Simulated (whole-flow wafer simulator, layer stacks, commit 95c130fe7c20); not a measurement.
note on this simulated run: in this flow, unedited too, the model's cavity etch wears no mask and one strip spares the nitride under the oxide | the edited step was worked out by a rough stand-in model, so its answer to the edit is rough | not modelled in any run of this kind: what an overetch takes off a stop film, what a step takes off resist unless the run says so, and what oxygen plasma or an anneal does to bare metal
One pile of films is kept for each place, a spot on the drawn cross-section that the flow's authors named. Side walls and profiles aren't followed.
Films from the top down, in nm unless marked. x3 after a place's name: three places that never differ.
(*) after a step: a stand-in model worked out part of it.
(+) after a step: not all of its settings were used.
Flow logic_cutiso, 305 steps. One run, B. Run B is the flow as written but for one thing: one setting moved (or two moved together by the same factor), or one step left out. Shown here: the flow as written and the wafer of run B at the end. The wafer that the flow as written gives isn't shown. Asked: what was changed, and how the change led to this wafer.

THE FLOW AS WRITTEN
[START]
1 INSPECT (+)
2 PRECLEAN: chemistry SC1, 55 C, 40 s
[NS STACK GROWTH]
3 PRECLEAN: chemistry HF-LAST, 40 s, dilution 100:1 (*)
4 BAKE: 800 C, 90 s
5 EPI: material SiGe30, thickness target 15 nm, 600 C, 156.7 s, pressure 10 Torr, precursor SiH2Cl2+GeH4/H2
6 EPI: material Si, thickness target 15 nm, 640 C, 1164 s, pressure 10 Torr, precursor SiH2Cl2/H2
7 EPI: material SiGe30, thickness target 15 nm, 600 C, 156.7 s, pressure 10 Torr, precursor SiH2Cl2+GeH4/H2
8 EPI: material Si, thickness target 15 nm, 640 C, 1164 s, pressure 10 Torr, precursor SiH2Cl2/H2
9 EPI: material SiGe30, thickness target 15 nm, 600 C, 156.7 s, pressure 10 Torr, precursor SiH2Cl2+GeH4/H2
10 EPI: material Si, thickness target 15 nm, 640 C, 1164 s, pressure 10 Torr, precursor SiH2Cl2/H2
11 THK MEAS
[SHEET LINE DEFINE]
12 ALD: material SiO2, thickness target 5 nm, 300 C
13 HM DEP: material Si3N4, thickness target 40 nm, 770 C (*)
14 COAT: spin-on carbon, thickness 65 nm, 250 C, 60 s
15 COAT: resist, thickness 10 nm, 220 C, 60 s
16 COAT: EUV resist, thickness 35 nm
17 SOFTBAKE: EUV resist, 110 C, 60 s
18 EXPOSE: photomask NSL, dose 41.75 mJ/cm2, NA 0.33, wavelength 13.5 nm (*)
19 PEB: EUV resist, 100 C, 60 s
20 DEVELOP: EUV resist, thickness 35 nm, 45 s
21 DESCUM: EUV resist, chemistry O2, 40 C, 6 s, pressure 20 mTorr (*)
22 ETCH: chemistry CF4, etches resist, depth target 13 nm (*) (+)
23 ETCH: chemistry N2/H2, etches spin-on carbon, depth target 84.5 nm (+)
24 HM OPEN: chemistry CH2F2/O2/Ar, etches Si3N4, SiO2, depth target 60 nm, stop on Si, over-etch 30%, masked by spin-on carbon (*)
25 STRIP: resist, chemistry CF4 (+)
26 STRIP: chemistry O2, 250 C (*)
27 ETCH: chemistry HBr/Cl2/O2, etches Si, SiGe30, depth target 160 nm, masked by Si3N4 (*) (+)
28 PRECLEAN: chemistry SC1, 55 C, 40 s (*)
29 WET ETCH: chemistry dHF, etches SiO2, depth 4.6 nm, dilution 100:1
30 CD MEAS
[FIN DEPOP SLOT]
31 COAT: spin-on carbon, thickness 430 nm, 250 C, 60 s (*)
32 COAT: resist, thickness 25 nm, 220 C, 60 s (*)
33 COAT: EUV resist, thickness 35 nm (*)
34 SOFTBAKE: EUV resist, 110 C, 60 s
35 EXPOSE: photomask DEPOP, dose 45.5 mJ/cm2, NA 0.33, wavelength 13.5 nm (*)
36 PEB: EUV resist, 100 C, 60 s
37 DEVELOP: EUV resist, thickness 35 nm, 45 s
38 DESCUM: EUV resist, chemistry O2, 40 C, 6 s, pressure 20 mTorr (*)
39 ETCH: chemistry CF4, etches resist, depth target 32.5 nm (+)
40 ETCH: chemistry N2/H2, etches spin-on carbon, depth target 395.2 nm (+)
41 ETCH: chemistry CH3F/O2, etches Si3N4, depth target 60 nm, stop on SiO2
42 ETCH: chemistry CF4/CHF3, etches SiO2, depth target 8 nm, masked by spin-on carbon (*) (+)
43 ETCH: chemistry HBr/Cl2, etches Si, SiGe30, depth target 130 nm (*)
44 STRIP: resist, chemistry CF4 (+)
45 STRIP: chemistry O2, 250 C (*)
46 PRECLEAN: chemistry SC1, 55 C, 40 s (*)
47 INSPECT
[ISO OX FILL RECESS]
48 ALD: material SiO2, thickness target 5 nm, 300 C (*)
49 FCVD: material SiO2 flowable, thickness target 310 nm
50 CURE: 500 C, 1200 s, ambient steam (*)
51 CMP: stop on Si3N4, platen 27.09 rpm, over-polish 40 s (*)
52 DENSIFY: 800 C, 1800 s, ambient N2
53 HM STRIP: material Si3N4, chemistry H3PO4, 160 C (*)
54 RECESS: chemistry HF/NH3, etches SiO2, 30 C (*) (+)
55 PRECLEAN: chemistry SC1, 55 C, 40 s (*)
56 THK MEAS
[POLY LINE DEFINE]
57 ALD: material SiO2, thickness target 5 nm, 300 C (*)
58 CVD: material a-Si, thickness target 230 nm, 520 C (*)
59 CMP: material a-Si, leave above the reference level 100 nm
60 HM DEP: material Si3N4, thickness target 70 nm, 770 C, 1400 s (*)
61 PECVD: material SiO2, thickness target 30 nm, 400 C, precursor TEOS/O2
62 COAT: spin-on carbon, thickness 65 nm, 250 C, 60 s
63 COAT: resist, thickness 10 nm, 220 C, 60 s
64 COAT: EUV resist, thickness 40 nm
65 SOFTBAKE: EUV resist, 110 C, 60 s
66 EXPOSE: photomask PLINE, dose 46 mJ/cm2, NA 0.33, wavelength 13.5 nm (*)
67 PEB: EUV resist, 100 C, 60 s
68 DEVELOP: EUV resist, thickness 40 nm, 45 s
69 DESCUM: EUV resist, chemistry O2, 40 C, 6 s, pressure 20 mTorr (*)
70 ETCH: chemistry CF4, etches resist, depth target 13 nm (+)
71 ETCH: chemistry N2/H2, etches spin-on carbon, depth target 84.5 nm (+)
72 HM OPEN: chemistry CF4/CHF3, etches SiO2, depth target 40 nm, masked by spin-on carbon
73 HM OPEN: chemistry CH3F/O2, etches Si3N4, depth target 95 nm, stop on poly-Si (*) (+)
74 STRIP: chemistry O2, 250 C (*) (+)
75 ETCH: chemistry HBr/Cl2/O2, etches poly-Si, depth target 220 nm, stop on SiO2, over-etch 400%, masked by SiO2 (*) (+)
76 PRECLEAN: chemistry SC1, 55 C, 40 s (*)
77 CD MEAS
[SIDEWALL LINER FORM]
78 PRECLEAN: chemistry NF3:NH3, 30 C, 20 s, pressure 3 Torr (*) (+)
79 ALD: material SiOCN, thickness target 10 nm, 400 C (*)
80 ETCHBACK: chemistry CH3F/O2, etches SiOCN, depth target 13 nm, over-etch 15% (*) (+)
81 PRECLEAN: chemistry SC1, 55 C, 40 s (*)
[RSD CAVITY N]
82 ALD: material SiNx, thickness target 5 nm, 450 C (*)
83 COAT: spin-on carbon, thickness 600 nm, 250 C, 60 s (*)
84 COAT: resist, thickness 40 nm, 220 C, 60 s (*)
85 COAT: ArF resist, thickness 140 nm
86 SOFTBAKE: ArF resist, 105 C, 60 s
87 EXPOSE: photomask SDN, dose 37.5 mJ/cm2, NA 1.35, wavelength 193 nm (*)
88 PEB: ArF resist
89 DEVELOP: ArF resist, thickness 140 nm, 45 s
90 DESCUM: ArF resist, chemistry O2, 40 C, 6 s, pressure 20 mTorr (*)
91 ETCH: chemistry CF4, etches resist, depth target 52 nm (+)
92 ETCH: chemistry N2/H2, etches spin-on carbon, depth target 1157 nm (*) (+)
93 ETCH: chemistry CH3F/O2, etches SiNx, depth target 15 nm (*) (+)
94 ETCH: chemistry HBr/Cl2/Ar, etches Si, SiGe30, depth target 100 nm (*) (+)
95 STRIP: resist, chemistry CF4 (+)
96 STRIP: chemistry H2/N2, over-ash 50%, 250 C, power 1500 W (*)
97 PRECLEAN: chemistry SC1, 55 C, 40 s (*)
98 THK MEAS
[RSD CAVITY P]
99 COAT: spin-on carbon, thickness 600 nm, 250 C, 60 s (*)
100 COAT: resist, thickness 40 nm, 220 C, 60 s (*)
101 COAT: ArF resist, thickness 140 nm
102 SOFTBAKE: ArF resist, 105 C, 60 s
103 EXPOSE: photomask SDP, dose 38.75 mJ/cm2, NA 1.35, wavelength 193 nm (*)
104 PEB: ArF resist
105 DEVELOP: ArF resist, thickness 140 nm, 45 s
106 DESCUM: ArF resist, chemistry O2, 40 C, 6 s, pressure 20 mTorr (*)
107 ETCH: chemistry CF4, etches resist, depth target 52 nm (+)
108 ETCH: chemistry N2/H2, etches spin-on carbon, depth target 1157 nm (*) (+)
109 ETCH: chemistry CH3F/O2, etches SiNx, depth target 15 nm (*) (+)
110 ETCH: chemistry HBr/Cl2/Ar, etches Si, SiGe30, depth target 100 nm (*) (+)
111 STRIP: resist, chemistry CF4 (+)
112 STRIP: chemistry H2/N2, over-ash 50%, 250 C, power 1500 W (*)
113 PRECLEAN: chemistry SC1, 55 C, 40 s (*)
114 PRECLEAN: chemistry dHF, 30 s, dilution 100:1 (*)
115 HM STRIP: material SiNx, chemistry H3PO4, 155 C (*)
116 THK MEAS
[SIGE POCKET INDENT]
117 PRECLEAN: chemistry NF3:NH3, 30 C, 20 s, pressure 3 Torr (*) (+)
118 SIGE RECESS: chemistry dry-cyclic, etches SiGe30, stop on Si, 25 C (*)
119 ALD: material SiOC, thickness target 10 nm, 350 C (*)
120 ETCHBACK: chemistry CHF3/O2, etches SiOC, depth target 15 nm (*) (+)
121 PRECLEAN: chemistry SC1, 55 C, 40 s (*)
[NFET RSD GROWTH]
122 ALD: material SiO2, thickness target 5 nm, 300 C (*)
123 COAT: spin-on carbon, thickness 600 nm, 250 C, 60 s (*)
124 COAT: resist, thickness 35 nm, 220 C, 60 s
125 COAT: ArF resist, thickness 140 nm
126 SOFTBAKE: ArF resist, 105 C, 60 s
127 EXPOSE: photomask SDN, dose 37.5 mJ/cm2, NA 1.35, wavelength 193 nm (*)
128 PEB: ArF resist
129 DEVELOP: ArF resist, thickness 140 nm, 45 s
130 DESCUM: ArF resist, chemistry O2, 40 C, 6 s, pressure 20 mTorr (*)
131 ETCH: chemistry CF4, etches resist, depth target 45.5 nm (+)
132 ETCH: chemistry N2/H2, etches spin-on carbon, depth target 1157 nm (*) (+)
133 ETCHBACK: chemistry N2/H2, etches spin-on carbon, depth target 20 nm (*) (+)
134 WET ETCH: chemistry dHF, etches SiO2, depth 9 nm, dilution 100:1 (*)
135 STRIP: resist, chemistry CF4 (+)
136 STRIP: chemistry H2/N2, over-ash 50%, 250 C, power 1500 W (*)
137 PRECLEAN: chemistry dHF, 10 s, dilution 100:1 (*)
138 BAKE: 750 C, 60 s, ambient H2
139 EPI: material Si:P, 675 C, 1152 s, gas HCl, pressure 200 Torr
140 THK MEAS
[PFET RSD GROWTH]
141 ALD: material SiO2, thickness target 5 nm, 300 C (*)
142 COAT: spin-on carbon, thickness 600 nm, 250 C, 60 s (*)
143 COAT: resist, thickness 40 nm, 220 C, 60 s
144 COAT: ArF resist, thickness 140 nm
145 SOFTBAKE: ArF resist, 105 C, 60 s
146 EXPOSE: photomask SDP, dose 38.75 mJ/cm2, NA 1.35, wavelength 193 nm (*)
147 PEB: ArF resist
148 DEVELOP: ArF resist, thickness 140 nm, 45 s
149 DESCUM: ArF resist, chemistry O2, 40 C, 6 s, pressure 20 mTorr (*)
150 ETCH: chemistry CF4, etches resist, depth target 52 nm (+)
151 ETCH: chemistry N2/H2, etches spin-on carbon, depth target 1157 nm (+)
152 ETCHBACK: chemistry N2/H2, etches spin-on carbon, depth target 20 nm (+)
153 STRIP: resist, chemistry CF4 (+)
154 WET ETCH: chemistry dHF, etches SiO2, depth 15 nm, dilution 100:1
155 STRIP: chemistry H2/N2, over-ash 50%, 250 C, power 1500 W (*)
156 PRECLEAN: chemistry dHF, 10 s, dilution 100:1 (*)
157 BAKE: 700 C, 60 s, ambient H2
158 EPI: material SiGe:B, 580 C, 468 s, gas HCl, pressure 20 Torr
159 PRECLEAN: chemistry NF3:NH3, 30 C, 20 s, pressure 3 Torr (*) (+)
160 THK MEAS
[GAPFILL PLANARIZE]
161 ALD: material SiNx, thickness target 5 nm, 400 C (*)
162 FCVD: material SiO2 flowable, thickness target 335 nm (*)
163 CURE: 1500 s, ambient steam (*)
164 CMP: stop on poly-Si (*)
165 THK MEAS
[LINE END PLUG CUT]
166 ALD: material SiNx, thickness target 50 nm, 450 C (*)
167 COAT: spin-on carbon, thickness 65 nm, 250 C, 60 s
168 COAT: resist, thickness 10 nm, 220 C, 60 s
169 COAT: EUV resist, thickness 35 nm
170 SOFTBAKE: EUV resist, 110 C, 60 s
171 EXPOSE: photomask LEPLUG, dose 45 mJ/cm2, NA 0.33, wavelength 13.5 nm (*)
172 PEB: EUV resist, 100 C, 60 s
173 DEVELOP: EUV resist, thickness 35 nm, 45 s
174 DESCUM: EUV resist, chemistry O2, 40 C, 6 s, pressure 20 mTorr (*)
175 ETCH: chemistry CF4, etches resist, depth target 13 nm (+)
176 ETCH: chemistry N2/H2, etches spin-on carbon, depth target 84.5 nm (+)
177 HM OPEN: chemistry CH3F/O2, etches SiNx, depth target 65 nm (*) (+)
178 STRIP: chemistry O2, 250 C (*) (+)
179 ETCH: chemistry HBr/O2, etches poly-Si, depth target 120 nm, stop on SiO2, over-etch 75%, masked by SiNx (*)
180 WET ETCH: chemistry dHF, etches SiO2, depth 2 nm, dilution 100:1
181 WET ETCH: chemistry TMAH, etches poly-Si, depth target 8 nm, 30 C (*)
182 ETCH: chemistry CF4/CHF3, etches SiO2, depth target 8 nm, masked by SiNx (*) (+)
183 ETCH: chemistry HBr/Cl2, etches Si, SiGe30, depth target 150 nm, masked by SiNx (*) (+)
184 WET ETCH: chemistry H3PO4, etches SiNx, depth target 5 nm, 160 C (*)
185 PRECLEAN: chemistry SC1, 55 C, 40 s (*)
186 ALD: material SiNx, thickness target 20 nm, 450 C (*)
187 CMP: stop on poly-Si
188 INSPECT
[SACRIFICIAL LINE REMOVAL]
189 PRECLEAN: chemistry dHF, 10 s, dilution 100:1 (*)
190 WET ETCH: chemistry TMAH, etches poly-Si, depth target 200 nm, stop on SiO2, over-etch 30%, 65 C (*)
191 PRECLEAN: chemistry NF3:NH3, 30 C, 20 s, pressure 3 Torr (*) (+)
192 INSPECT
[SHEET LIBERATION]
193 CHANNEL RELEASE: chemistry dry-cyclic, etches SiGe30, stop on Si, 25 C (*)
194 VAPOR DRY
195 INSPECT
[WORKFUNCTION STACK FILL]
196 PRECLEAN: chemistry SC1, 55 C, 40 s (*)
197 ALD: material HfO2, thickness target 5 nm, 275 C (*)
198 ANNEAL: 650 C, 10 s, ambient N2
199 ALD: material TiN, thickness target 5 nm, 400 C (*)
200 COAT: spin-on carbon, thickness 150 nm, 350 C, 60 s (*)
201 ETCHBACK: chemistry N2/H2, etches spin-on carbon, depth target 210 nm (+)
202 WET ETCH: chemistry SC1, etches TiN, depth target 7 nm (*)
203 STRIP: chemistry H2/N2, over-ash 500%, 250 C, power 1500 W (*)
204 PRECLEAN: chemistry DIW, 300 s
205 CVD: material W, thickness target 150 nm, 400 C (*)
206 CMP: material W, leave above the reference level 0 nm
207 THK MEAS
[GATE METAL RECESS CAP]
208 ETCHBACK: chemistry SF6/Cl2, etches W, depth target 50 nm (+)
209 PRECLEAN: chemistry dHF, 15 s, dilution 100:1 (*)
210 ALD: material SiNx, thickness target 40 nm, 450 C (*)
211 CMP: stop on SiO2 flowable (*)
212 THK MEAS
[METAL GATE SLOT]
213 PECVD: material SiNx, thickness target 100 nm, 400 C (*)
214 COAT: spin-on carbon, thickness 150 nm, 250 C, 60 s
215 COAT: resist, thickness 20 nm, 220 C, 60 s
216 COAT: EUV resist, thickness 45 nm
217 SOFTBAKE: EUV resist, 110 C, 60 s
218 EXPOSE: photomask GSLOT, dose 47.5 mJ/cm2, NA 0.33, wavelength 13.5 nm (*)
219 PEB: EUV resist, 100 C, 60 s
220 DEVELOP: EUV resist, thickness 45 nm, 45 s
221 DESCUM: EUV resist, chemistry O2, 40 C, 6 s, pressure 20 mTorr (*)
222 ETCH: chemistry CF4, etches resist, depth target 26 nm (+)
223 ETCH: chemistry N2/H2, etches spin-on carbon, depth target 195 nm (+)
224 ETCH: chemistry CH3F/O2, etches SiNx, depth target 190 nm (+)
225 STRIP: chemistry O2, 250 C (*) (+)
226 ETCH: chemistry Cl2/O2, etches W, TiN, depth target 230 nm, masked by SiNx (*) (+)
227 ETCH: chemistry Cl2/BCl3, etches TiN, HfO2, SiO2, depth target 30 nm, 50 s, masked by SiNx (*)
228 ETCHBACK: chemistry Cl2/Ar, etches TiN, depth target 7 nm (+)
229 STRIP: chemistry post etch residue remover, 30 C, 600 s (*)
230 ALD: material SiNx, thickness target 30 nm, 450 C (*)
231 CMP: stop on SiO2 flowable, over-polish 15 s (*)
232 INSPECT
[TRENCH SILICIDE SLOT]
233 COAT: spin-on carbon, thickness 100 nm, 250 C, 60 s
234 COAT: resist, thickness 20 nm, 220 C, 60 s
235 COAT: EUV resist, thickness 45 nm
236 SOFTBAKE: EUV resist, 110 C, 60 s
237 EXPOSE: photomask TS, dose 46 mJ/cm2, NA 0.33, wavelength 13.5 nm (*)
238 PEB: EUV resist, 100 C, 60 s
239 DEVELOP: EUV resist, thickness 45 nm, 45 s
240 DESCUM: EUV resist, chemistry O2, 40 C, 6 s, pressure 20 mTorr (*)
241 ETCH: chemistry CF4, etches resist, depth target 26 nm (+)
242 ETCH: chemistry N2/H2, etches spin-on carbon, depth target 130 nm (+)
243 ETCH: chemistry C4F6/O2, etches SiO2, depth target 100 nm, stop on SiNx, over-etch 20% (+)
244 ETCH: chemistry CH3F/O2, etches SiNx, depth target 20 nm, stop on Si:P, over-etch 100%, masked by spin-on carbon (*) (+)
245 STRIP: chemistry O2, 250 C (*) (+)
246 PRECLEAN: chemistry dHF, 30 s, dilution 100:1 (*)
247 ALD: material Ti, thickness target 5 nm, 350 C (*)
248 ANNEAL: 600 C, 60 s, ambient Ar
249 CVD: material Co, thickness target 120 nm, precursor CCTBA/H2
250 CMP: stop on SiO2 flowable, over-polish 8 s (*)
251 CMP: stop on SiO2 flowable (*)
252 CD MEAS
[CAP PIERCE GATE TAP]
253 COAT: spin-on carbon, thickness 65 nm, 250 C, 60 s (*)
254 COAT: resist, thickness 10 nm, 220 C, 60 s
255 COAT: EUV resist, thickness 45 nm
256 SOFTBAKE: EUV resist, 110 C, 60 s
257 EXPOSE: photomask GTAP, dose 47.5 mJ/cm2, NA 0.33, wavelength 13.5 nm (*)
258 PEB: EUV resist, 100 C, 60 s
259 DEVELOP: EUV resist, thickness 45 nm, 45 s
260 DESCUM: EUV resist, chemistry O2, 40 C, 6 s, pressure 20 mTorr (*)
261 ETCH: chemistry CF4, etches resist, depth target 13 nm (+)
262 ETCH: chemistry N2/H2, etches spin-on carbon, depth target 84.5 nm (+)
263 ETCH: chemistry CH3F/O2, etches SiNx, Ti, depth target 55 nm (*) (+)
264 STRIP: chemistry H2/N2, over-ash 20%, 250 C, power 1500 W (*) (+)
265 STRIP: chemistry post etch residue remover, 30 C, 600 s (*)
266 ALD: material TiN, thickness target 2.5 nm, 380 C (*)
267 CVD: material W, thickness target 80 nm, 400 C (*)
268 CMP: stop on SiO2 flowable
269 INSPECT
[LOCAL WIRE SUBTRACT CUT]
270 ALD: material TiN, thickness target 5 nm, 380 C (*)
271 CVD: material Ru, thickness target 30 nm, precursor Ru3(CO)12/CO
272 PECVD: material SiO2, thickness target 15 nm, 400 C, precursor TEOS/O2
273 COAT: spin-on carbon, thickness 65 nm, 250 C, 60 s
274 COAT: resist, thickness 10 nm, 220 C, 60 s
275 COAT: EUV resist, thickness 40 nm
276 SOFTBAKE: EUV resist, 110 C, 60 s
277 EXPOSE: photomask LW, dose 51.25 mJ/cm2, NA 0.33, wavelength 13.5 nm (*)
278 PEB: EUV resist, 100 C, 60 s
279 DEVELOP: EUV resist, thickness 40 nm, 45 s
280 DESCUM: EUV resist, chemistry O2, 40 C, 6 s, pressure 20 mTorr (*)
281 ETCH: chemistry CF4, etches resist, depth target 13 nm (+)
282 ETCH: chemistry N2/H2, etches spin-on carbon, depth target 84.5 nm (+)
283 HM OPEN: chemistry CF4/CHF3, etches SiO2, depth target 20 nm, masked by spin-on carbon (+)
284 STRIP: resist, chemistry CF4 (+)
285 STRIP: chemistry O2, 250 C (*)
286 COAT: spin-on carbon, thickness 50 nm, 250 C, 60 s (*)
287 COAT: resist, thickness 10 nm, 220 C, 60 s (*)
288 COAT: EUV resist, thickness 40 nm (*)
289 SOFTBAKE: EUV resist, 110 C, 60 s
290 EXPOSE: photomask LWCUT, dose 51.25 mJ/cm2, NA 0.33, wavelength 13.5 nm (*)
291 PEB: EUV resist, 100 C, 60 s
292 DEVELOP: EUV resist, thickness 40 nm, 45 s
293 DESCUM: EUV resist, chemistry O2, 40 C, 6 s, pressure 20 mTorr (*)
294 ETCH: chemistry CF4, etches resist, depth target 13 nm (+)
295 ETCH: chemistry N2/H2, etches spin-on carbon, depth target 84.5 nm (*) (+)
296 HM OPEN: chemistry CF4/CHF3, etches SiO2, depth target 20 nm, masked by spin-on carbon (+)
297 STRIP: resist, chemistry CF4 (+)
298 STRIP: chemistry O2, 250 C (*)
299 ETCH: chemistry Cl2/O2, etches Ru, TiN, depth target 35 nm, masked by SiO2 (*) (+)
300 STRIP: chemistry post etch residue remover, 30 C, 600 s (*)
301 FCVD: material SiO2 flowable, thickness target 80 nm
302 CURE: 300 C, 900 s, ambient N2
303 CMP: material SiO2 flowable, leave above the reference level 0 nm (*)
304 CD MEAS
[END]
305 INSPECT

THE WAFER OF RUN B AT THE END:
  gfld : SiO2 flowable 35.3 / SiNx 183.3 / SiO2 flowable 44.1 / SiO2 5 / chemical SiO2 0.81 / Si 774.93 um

The cause: step 227, ETCH: depth target 24.8 nm was run, where the flow has depth target 30 nm; step 227, ETCH: 41.2 s was run, where the flow has 50 s.

How the change led to this, step by step:
  227 ETCH: chemistry Cl2/BCl3, etches TiN, HfO2, SiO2, depth target 30 nm, 50 s, masked by SiNx (*)
      depop, dpovl, gl and 18 more: SiNx -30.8 (as written it would be: SiNx -37.4)
      gfld: HfO2 -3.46 (all of it), SiO2 flowable -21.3 (as written it would be: HfO2 -3.46 (all of it), SiO2 flowable -26.5)
  231 CMP: stop on SiO2 flowable, over-polish 15 s (*)
      depop, dpovl, gfld and 10 more: SiNx -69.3 (as written it would be: SiNx -62.7)
      lnr, lnri, lnrp, lnrt: SiNx -67.6 (all of it), SiOCN -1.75 (as written it would be: SiNx -61 (all of it), SiOCN -1.75)
      (and at 5 more places)
